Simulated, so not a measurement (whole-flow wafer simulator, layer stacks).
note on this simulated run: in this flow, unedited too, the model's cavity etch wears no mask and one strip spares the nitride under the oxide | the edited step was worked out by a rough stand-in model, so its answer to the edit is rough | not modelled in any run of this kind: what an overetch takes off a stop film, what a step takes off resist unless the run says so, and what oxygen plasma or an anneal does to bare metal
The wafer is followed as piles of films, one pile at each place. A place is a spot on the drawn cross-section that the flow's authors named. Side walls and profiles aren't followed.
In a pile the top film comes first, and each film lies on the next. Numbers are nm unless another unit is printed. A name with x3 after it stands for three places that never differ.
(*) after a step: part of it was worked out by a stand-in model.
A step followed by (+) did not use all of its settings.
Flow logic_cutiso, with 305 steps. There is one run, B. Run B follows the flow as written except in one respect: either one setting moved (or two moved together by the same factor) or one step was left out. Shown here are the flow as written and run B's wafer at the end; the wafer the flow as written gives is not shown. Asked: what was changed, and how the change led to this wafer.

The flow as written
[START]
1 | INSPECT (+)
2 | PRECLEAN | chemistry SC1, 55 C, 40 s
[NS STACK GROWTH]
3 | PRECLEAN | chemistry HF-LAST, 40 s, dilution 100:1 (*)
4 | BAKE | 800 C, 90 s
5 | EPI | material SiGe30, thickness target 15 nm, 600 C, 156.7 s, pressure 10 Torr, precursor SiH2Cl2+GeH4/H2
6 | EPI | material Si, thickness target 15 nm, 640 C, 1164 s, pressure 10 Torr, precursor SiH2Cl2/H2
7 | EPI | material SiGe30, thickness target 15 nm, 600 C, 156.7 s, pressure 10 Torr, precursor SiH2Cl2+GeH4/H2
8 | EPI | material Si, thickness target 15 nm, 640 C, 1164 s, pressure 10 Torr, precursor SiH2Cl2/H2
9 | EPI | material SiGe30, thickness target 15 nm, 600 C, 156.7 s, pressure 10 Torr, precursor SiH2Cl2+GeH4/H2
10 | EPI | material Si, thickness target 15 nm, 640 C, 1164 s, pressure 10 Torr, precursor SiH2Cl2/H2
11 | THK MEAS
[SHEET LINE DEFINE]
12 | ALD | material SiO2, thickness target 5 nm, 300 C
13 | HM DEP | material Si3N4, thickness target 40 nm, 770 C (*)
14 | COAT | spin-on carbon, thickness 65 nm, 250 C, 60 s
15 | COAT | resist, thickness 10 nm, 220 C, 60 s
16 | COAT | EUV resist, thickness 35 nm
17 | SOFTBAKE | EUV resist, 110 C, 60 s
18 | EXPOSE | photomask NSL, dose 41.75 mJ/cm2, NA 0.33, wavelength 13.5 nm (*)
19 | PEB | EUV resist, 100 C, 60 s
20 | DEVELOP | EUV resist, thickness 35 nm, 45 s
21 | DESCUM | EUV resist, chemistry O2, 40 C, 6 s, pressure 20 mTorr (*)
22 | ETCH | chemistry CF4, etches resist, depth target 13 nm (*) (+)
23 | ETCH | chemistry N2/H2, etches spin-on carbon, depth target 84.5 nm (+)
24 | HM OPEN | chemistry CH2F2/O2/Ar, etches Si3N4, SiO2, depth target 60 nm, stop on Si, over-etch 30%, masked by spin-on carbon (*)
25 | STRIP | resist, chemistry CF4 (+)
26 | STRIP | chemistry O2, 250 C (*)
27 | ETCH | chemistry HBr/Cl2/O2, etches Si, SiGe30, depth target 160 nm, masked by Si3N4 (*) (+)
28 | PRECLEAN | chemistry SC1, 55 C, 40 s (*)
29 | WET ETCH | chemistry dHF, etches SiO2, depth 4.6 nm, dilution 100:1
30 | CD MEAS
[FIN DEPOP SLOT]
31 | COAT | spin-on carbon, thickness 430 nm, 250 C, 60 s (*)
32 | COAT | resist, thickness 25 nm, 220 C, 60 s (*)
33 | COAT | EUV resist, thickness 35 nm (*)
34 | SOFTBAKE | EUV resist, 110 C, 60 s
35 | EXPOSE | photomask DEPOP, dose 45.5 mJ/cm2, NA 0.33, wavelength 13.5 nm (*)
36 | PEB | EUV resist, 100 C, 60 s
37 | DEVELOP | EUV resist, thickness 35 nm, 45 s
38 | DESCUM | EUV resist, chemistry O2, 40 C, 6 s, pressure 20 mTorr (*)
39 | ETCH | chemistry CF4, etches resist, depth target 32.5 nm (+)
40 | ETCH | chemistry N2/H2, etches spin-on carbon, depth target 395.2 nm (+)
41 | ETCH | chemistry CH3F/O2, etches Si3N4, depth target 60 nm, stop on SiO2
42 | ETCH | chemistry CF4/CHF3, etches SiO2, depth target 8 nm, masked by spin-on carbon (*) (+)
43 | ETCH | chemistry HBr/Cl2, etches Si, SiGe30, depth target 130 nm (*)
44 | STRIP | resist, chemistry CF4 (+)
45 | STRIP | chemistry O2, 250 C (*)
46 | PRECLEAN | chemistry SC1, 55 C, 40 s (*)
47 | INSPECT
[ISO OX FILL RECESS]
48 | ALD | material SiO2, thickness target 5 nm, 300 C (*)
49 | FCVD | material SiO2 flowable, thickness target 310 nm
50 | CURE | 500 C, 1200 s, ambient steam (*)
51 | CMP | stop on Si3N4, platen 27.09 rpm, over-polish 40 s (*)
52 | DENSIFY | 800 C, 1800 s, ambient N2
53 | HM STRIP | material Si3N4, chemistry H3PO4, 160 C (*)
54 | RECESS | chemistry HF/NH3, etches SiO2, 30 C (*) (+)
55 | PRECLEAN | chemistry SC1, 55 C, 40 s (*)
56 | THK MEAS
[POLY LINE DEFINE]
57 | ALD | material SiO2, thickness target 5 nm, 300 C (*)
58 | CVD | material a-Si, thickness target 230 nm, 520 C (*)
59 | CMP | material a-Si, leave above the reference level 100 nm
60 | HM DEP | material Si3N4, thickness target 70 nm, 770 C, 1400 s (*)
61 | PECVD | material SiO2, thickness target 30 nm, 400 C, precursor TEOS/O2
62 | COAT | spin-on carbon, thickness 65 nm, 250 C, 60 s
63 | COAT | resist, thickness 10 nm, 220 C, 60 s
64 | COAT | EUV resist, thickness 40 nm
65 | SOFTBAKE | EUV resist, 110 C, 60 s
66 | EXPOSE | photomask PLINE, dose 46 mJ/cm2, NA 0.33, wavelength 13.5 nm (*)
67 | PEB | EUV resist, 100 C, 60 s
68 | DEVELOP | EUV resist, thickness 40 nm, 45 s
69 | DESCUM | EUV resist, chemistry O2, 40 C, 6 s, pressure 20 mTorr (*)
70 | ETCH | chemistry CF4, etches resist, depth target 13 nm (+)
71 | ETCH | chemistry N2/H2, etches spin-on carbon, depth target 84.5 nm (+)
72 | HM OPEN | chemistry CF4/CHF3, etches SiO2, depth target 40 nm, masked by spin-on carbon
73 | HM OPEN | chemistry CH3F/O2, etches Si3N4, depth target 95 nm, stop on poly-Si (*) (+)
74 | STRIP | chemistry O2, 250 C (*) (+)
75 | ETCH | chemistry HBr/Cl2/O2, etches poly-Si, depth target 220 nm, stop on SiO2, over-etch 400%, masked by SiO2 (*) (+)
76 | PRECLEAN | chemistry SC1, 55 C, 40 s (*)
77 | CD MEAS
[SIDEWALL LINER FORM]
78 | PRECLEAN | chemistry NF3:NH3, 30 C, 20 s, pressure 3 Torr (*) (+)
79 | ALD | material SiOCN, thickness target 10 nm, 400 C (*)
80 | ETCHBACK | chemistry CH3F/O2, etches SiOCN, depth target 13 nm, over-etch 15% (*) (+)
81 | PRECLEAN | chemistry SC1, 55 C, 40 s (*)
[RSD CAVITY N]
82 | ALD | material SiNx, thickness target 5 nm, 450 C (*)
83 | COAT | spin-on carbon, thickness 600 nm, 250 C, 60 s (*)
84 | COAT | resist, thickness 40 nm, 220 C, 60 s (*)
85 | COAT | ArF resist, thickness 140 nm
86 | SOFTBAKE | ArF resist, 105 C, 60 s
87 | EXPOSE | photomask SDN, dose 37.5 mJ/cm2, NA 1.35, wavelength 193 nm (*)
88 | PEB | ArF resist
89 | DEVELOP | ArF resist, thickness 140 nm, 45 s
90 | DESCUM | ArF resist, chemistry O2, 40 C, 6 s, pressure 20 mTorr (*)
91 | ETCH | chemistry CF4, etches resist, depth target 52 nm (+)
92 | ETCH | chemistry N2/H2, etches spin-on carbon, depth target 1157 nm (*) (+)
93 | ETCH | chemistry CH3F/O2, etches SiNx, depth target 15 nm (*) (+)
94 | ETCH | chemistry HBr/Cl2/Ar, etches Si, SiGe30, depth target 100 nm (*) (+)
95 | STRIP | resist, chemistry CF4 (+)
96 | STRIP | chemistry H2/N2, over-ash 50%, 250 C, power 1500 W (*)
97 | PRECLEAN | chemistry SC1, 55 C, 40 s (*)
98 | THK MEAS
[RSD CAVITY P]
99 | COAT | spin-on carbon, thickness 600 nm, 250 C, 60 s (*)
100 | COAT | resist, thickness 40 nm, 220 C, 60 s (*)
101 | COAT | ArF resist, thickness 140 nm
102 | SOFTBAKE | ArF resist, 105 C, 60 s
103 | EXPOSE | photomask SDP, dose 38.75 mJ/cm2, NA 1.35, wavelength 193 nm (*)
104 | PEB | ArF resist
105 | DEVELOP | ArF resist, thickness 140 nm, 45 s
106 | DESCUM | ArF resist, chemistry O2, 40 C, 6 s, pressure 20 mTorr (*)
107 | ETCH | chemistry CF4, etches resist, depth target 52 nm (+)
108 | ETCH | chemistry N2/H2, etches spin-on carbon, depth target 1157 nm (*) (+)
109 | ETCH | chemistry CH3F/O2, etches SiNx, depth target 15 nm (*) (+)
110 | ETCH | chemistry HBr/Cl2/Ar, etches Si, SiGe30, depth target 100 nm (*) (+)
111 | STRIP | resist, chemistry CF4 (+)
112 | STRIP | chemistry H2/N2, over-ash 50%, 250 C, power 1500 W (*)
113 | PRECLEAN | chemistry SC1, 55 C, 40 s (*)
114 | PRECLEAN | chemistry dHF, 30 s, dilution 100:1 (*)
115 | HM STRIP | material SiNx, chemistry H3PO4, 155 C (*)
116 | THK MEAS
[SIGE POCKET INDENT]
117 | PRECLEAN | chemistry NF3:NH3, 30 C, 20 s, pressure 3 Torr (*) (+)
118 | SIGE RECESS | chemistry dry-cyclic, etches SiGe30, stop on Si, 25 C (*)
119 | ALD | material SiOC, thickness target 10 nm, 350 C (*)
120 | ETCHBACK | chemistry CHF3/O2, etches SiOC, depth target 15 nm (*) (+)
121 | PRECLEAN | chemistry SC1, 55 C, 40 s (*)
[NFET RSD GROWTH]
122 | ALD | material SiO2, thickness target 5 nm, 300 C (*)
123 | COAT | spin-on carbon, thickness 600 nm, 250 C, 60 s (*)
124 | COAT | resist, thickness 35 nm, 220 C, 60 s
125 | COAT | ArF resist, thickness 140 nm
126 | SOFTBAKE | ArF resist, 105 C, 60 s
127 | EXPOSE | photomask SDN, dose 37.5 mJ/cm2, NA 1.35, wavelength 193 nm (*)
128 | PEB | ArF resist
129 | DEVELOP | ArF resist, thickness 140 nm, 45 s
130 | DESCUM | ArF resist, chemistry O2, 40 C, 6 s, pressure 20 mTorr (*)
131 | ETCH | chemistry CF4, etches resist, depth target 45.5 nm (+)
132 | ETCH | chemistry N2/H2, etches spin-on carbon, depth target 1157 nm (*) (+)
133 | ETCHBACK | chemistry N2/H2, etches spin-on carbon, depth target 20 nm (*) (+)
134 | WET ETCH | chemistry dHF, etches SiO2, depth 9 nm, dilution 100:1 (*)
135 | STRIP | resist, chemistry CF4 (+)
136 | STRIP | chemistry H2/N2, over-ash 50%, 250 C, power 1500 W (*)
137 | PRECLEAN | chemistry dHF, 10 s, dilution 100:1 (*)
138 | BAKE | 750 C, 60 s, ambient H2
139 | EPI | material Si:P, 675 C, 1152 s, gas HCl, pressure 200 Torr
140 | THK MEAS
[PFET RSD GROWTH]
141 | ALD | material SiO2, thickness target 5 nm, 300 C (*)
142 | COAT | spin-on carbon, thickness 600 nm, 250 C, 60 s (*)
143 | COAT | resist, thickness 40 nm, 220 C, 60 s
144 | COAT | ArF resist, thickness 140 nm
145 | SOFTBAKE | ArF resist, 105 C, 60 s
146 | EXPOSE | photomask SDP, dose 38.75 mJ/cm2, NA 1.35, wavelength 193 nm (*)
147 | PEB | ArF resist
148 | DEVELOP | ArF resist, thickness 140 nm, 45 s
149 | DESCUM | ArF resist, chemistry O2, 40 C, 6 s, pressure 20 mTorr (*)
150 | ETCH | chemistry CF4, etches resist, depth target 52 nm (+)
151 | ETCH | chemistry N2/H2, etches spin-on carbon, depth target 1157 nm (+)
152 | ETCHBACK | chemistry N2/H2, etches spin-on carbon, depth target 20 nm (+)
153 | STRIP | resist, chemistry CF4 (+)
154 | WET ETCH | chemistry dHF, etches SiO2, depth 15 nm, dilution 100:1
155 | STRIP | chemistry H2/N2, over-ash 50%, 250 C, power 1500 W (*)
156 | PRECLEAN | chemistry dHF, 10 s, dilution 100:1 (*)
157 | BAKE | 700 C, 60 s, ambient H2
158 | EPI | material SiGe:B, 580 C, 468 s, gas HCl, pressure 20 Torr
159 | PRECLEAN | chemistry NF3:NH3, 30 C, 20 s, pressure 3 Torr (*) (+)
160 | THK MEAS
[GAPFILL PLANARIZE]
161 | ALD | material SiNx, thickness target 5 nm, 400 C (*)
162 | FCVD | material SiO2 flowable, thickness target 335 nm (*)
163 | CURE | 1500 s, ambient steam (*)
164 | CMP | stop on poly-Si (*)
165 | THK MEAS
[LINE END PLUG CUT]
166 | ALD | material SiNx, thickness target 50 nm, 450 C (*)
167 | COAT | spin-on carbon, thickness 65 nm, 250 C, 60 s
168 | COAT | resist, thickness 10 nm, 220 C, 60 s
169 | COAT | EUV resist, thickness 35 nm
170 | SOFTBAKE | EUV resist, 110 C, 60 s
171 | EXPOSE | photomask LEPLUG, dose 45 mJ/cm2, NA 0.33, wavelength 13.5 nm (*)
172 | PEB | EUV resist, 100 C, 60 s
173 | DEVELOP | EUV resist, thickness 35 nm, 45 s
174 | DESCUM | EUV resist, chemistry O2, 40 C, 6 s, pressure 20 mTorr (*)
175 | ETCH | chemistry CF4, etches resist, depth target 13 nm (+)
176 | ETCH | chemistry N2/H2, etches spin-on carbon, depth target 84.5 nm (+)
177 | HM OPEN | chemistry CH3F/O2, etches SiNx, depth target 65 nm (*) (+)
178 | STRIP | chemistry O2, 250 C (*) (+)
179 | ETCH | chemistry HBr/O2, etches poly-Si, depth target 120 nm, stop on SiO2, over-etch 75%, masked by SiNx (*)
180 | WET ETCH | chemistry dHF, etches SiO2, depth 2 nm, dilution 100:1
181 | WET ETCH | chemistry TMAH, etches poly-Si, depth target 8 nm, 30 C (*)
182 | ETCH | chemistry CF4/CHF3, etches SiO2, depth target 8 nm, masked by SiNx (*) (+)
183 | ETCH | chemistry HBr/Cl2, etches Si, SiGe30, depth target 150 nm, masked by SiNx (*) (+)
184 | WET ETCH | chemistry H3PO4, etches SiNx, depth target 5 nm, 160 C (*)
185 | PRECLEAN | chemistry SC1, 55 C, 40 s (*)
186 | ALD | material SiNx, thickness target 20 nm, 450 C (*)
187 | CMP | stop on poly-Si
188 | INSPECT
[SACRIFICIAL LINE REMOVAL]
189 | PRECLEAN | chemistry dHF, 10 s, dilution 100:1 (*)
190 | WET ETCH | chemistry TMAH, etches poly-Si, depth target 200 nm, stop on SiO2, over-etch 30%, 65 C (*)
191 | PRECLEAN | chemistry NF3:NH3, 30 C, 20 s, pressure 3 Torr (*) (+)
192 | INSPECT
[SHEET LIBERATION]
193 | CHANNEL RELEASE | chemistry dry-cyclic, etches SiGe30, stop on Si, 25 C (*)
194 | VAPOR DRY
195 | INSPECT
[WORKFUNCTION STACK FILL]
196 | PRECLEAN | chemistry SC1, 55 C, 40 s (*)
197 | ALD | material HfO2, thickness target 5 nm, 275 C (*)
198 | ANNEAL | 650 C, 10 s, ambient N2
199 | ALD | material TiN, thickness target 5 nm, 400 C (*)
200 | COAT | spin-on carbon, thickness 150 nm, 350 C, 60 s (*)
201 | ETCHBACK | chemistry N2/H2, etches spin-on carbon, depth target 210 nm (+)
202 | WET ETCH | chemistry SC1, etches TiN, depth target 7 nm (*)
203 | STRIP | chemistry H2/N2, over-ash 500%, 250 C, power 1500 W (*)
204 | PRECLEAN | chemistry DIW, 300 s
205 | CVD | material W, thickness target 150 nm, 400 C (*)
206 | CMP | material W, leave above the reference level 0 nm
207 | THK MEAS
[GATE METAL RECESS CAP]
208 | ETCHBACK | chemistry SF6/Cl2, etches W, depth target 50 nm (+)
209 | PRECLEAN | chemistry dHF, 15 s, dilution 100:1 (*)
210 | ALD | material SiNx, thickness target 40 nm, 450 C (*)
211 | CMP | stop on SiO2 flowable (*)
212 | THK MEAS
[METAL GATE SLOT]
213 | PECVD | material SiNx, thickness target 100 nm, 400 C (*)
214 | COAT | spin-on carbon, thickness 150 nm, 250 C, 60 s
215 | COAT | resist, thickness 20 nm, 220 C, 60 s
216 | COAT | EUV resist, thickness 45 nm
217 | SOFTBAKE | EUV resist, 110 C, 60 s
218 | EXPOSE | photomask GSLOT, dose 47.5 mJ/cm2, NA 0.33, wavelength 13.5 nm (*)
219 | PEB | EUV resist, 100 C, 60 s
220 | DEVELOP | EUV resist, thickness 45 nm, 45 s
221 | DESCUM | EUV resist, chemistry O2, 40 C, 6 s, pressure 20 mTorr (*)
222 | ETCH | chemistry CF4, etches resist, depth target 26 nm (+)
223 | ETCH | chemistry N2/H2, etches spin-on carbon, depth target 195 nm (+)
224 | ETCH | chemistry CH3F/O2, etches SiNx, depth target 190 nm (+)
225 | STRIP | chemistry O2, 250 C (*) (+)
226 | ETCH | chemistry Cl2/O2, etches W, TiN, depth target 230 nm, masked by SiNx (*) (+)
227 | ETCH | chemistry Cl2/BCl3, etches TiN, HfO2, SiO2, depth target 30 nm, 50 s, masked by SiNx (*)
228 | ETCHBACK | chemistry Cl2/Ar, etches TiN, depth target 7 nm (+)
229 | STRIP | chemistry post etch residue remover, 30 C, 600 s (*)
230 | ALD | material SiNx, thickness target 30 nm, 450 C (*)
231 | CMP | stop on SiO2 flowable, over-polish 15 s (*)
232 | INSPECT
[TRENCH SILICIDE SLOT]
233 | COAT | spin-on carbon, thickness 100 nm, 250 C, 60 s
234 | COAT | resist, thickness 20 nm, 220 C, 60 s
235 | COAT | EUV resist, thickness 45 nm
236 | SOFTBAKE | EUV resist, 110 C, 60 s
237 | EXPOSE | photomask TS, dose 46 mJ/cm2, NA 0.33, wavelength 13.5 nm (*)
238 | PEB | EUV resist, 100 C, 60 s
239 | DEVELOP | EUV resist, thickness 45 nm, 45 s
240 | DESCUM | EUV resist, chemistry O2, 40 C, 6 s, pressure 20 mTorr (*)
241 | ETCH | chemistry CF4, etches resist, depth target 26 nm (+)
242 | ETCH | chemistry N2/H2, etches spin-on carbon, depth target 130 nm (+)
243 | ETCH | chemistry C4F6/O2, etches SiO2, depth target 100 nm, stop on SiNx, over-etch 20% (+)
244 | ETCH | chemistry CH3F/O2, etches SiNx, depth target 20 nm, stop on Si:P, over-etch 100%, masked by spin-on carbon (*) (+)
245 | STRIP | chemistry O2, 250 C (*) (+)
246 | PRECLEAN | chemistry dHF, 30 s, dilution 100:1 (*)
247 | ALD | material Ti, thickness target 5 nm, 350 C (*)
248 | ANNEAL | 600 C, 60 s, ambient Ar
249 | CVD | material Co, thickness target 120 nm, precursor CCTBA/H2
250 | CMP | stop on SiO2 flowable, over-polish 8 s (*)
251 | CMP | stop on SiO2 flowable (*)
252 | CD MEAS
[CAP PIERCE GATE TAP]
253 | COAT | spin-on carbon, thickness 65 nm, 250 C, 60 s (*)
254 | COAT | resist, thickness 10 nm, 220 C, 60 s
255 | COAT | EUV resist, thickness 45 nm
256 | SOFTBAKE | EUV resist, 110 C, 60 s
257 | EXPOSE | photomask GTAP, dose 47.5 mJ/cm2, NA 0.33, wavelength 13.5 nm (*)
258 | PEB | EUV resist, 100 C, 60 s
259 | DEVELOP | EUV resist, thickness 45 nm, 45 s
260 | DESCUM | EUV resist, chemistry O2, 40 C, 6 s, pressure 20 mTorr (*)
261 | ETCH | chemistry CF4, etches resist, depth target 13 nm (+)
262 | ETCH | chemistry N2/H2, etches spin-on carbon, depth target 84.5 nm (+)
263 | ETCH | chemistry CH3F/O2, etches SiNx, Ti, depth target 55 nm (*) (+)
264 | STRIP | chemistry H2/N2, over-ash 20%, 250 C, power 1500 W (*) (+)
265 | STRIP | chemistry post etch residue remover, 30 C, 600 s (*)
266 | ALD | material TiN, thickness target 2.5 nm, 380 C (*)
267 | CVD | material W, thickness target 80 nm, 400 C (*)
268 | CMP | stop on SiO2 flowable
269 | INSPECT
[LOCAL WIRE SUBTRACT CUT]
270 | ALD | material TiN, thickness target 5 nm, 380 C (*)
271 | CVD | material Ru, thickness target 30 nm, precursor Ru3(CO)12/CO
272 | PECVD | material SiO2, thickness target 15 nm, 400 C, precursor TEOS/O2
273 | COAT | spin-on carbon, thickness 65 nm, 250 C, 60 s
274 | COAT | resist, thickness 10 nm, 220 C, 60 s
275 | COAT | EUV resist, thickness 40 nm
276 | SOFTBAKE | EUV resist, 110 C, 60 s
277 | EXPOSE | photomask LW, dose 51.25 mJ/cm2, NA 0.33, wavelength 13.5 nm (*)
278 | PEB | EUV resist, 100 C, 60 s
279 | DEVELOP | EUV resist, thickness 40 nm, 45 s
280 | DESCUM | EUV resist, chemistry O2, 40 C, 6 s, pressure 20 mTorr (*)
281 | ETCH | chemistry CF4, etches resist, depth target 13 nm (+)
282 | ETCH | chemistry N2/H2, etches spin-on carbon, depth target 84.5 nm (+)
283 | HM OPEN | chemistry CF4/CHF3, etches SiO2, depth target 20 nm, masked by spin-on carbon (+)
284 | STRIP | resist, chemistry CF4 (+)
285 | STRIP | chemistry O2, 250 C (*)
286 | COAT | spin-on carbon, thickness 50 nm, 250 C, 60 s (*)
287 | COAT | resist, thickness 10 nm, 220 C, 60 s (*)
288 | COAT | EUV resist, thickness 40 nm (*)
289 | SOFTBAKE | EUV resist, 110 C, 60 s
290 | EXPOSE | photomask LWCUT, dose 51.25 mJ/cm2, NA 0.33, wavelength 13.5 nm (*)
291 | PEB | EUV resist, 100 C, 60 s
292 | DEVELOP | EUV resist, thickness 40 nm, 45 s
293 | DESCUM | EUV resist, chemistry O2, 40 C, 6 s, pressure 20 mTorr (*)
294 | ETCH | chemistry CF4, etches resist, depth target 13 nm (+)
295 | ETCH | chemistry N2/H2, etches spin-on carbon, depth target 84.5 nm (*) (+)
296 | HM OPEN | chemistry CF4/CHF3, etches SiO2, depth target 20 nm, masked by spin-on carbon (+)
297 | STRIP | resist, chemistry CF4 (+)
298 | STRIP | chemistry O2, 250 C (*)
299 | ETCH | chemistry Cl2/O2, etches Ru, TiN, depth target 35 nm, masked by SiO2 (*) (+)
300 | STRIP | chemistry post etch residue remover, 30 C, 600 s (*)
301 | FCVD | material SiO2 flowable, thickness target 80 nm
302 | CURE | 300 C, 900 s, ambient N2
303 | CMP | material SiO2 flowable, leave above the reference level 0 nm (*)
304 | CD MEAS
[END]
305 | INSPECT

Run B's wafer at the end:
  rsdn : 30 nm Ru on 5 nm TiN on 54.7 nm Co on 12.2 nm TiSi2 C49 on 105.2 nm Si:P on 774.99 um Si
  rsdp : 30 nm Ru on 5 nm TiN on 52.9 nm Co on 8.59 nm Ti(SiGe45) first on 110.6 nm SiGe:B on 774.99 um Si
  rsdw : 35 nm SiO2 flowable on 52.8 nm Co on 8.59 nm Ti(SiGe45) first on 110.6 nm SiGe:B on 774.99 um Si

Cause: step 247, ALD: thickness target 4.8 nm was run, while the flow as written has thickness target 5 nm.

The path from the change to this, step by step:
  250 | CMP | stop on SiO2 flowable, over-polish 8 s (*)
      rsdx: Co loses 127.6 (as written it would have been: Co loses 127.9 (all of it))
